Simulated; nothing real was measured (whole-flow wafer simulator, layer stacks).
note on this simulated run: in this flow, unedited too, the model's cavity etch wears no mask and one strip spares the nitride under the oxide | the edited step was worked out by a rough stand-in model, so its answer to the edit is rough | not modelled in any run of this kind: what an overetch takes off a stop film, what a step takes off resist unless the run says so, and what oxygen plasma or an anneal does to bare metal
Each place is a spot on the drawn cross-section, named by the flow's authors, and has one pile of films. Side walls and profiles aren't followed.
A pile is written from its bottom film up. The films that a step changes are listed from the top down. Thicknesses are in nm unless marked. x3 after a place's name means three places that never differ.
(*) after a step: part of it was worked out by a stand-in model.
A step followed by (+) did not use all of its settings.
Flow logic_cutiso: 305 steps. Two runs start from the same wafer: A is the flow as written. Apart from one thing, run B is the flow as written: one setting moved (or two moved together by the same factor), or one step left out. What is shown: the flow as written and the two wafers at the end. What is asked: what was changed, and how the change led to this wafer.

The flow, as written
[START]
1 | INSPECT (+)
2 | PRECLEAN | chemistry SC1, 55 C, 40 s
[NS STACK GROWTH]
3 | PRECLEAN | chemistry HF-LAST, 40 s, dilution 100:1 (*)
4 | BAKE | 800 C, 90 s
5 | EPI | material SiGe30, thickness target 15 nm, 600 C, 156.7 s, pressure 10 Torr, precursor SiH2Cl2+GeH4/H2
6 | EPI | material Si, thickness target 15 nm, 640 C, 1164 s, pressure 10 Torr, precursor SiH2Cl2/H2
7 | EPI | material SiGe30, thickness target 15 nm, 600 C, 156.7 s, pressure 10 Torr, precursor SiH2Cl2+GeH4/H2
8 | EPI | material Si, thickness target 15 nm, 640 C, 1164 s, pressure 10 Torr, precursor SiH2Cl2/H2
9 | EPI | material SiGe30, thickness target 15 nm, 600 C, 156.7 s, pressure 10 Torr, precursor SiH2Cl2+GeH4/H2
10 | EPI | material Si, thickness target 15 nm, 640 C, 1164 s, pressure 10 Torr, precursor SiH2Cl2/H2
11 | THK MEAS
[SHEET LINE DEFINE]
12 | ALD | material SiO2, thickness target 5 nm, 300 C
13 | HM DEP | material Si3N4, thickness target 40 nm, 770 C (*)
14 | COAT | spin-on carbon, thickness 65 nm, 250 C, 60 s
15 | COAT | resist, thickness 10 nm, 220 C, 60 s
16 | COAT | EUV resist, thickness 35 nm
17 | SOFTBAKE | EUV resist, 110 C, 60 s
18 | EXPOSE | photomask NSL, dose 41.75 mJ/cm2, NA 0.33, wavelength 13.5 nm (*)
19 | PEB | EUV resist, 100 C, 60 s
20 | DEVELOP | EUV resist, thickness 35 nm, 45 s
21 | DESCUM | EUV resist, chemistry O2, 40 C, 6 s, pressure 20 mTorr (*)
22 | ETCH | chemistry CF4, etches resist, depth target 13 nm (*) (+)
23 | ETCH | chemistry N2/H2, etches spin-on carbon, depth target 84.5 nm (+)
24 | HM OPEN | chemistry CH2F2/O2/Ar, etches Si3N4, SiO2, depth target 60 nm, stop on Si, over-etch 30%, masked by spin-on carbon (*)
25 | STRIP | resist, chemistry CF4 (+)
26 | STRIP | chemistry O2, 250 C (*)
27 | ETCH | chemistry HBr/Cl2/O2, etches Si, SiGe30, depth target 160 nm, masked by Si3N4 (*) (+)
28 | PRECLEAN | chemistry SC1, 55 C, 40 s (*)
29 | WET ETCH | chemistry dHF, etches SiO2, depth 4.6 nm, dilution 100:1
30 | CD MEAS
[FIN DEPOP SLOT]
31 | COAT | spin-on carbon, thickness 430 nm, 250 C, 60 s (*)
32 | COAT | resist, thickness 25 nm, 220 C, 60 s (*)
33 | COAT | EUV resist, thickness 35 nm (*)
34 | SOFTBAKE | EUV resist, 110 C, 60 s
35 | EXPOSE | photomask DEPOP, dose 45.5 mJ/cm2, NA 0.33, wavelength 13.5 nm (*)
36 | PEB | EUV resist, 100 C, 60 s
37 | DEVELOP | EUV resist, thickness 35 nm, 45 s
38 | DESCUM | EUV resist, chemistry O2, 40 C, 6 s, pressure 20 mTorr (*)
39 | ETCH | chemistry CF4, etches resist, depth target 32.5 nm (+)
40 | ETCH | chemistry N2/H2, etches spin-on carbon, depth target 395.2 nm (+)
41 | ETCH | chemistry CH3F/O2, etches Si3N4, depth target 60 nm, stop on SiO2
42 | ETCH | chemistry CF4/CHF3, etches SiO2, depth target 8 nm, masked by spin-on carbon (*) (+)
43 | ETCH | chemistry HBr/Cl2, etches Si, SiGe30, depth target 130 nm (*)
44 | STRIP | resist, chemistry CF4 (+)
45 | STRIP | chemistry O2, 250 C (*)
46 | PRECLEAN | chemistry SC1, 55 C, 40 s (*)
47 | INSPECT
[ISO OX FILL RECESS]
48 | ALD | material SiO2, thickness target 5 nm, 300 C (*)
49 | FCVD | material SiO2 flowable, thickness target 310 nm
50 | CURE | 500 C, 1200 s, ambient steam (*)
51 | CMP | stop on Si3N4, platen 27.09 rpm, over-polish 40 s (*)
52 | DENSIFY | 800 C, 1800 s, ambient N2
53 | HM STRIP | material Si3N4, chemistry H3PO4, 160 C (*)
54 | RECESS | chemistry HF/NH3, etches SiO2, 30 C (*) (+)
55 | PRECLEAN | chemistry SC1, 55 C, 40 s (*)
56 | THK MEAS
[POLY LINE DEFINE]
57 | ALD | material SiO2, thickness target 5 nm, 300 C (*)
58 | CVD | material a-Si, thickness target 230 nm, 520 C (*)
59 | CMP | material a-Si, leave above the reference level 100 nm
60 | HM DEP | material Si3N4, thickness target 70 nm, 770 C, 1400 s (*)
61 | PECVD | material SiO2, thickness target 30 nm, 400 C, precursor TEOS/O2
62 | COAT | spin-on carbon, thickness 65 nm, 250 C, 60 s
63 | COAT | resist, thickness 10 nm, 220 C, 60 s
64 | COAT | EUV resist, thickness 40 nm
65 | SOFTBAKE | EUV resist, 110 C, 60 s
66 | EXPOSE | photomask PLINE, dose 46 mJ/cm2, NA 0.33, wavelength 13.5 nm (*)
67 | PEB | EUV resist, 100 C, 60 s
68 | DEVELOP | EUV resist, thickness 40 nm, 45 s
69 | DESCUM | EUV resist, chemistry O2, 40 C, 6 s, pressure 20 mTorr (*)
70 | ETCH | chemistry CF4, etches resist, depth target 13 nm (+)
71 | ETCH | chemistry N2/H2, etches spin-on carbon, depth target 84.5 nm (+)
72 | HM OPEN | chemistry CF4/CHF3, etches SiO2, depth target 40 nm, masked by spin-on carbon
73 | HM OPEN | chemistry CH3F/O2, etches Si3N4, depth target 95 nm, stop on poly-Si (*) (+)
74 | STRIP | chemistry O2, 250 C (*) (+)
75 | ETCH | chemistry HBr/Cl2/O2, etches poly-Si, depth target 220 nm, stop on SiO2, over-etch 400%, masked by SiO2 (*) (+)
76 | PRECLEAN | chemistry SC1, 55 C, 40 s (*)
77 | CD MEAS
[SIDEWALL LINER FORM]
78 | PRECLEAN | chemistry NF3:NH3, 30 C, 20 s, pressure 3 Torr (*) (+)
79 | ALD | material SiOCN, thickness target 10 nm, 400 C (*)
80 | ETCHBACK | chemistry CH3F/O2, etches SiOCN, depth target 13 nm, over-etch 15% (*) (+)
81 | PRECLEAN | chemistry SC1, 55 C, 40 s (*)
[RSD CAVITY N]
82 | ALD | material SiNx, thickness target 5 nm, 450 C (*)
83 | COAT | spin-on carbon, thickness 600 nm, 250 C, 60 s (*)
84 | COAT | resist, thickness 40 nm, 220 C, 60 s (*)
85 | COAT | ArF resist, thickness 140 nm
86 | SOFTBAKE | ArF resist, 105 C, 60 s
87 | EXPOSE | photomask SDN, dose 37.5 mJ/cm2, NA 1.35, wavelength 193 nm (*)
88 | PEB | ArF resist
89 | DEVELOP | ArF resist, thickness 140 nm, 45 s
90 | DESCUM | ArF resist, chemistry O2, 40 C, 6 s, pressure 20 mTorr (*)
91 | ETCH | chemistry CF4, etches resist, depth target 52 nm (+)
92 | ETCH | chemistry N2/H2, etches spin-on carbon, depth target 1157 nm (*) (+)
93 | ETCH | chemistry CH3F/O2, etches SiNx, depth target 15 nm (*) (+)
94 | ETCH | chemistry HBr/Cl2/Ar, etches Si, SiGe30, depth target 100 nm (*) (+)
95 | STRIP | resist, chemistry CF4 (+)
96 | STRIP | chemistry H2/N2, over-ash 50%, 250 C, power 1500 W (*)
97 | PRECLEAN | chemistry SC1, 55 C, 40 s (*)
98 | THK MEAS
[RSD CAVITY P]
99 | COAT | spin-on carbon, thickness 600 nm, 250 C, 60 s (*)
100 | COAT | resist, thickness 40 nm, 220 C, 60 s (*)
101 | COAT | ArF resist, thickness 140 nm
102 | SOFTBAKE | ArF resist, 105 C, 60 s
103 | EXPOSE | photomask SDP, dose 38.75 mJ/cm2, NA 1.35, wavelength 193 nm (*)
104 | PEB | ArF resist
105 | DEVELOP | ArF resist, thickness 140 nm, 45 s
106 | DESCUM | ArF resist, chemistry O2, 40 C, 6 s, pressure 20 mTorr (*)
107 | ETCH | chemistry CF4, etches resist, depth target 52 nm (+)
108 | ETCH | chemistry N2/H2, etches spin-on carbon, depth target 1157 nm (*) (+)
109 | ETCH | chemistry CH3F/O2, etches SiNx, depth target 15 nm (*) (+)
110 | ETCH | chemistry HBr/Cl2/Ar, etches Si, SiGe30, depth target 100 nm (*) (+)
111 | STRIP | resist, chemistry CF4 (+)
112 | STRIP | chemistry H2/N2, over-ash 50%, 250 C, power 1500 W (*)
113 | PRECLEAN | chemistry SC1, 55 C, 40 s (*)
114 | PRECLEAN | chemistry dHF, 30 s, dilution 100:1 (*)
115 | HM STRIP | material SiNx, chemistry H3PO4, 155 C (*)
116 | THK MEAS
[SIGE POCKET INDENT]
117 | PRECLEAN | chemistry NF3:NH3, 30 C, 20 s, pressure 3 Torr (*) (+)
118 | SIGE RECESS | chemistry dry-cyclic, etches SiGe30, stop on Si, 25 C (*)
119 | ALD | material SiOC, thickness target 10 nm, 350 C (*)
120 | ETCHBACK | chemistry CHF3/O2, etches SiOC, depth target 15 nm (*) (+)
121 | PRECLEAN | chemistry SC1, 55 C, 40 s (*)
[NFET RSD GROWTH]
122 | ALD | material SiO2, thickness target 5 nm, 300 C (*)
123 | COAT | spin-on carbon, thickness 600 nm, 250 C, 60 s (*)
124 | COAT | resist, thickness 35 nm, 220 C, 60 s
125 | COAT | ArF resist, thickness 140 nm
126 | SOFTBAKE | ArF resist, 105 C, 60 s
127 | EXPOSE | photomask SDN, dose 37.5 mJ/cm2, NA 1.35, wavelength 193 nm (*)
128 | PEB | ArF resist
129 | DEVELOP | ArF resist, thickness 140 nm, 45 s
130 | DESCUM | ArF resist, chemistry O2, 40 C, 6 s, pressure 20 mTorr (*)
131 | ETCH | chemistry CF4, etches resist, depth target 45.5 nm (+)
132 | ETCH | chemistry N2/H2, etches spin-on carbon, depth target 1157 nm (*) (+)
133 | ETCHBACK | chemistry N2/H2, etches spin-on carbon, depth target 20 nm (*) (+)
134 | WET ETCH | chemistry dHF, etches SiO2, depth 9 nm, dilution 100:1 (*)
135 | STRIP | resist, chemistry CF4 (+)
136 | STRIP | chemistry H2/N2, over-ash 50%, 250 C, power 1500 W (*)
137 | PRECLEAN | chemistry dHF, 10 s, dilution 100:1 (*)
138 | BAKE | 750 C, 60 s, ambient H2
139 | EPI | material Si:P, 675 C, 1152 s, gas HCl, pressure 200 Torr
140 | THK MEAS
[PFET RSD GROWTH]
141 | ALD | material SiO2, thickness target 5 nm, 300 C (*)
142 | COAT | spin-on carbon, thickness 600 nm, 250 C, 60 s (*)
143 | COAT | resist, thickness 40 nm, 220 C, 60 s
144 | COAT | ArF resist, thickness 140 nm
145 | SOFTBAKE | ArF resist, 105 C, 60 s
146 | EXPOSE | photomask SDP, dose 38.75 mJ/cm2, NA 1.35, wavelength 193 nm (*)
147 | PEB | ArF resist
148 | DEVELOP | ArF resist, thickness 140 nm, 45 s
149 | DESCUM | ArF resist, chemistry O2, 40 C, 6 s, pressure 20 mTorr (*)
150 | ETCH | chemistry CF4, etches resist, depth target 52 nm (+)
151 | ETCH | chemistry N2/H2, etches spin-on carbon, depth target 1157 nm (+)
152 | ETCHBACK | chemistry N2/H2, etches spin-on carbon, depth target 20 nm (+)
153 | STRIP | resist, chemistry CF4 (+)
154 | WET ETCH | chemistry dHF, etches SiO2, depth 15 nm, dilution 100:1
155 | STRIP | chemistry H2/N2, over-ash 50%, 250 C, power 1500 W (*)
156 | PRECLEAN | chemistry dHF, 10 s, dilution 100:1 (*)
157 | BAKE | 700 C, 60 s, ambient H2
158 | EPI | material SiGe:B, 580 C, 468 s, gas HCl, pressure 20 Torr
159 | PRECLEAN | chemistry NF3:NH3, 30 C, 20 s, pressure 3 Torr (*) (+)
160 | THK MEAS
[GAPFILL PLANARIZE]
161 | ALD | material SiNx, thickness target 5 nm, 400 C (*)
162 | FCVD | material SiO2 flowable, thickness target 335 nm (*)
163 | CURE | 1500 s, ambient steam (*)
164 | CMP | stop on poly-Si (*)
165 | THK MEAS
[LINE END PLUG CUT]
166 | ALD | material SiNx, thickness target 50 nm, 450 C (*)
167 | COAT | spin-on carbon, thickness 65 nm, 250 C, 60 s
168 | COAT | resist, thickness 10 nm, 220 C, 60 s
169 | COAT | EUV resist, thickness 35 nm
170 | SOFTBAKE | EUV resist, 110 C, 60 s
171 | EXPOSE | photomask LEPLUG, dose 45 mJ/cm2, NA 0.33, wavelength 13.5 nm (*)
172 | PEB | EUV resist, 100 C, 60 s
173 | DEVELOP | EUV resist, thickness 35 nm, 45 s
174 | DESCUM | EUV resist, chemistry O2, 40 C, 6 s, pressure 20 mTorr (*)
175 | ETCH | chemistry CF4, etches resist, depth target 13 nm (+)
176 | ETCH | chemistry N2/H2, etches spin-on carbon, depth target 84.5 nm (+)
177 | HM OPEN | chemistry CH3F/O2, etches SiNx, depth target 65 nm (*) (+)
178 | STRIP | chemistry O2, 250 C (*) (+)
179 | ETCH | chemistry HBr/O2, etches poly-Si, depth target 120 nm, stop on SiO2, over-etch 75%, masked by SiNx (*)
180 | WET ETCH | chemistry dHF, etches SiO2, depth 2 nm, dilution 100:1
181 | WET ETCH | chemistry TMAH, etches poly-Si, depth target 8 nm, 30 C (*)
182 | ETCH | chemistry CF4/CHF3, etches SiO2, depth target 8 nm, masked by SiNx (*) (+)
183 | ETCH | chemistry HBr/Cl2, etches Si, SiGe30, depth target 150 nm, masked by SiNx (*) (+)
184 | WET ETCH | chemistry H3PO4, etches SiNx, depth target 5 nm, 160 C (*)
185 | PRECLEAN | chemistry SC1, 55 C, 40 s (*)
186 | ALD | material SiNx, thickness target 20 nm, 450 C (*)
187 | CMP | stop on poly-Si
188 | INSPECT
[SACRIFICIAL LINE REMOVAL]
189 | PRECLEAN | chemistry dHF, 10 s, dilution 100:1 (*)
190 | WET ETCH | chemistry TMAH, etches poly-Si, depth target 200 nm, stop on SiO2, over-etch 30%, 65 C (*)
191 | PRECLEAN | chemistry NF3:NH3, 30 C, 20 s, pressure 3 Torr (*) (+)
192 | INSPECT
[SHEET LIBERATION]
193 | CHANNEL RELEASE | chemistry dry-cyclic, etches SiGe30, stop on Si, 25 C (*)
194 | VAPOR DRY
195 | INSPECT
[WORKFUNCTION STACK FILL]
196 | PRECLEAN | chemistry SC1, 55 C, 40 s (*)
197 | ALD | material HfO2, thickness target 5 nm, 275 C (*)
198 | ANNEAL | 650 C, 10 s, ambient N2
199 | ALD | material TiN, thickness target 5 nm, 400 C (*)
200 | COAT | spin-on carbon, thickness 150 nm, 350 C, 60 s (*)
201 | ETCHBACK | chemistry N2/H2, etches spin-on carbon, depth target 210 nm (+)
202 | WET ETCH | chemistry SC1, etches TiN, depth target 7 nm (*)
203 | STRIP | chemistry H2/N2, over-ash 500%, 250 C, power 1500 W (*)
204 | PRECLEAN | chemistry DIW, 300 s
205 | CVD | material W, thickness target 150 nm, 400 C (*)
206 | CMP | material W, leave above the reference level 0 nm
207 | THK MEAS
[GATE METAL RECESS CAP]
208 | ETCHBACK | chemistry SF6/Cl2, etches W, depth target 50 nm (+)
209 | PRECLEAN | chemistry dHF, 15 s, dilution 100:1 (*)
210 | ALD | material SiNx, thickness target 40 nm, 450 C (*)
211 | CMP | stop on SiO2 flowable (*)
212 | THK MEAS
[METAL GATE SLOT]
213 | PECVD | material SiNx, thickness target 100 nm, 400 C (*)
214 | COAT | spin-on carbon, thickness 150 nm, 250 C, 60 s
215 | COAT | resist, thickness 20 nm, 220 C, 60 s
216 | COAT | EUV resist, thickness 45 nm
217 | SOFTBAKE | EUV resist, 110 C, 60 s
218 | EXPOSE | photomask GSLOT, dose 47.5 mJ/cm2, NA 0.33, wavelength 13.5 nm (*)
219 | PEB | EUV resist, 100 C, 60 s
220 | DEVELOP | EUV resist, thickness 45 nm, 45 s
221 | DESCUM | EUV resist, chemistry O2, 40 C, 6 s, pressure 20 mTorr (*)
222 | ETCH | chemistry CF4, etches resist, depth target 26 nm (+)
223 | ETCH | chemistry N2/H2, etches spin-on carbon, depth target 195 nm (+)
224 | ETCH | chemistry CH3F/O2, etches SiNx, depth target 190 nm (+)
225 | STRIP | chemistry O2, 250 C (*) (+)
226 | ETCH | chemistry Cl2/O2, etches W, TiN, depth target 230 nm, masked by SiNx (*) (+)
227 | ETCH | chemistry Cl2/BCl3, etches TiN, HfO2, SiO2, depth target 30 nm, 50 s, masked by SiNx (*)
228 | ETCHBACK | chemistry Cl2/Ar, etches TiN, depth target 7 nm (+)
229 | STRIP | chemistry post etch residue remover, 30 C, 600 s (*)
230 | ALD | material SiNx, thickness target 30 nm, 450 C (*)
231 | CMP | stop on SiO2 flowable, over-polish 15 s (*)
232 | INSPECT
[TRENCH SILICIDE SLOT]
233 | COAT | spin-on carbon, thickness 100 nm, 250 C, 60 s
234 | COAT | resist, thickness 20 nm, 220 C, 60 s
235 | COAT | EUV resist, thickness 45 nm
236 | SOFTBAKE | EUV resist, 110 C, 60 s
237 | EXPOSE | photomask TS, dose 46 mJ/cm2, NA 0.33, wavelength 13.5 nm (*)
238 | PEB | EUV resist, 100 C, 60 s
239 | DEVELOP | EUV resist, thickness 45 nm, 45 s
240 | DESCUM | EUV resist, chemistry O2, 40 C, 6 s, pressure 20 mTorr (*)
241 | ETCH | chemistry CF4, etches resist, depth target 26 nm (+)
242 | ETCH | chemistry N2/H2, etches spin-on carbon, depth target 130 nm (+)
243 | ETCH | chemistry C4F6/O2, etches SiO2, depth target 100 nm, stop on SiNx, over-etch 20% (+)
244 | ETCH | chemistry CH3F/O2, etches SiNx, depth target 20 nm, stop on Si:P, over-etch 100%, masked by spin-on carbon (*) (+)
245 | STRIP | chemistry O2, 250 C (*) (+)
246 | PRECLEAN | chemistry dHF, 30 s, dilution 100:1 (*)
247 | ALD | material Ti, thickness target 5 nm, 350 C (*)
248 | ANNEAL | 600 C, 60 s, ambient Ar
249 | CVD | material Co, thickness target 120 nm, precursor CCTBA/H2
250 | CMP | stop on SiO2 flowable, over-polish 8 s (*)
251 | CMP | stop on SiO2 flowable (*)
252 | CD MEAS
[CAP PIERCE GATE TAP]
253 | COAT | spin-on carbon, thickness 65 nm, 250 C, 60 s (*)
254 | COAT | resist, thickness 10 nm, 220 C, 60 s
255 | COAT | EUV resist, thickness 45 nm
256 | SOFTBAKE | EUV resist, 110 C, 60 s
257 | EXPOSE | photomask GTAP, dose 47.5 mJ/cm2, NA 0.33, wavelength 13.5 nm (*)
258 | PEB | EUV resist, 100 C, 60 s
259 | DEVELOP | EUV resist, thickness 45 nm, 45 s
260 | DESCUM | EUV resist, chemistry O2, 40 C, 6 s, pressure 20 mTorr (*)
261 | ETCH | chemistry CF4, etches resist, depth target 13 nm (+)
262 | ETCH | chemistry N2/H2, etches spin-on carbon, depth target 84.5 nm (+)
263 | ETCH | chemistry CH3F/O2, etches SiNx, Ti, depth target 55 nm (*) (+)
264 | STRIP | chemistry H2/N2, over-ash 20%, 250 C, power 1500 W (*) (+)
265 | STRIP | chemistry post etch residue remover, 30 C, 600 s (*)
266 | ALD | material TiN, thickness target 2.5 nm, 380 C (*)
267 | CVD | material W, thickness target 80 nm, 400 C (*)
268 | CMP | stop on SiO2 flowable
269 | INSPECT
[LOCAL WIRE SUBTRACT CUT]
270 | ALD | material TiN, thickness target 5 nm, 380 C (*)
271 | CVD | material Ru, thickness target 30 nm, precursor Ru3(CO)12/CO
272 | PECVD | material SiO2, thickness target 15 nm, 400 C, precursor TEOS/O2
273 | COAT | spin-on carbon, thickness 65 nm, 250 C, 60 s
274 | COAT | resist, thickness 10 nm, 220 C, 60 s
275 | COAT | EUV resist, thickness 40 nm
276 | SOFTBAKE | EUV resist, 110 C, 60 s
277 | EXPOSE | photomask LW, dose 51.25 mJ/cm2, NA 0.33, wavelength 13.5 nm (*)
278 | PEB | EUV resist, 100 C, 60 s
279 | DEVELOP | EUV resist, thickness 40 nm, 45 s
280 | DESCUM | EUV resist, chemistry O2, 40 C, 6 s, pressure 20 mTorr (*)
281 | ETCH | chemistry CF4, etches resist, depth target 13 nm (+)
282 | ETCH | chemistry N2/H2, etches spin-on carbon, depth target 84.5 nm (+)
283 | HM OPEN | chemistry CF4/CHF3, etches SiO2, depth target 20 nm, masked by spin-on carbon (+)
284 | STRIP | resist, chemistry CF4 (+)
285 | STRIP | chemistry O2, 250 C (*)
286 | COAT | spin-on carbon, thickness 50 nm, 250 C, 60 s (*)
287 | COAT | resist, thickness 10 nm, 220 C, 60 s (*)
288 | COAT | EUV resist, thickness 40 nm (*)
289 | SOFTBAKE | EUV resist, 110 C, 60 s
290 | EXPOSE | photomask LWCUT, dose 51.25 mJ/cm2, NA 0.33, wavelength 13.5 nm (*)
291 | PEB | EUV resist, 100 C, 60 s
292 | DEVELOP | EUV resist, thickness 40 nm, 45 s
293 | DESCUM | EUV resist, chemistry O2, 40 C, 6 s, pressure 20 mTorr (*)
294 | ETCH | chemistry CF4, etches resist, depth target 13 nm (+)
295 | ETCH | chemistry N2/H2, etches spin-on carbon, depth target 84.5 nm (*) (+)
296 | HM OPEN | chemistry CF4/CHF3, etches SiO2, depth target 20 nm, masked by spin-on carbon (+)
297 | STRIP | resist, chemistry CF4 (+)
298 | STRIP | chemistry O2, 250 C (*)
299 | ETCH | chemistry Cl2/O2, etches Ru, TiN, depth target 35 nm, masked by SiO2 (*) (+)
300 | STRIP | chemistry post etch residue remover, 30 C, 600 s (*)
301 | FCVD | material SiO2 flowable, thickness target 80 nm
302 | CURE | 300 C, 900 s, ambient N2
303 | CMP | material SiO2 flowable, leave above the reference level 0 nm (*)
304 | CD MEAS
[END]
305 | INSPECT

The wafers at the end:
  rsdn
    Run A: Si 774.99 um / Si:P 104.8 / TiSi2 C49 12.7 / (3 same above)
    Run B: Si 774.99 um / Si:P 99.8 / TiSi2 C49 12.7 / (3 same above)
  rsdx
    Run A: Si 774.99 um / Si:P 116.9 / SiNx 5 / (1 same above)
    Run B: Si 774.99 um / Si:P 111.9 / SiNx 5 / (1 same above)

What caused this: step 94, ETCH: depth target 95 nm was run, though the flow has depth target 100 nm.

Step by step, how the change led to this:
  94 | ETCH | chemistry HBr/Cl2/Ar, etches Si, SiGe30, depth target 100 nm (*) (+)
      rsdn, rsdx: A -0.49 chemical SiO2 (all of it), -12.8 Si (all of it), -15 SiGe30 (all of it), -15 Si (all of it), -15 SiGe30 (all of it), -15 Si (all of it), -15 SiGe30 (all of it), -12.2 Si | B -0.49 chemical SiO2 (all of it), -12.8 Si (all of it), -15 SiGe30 (all of it), -15 Si (all of it), -15 SiGe30 (all of it), -15 Si (all of it), -15 SiGe30 (all of it), -7.16 Si
  139 | EPI | material Si:P, 675 C, 1152 s, gas HCl, pressure 200 Torr
      rsdn, rsdx: A +116.9 Si:P (new film) | B +111.9 Si:P (new film)
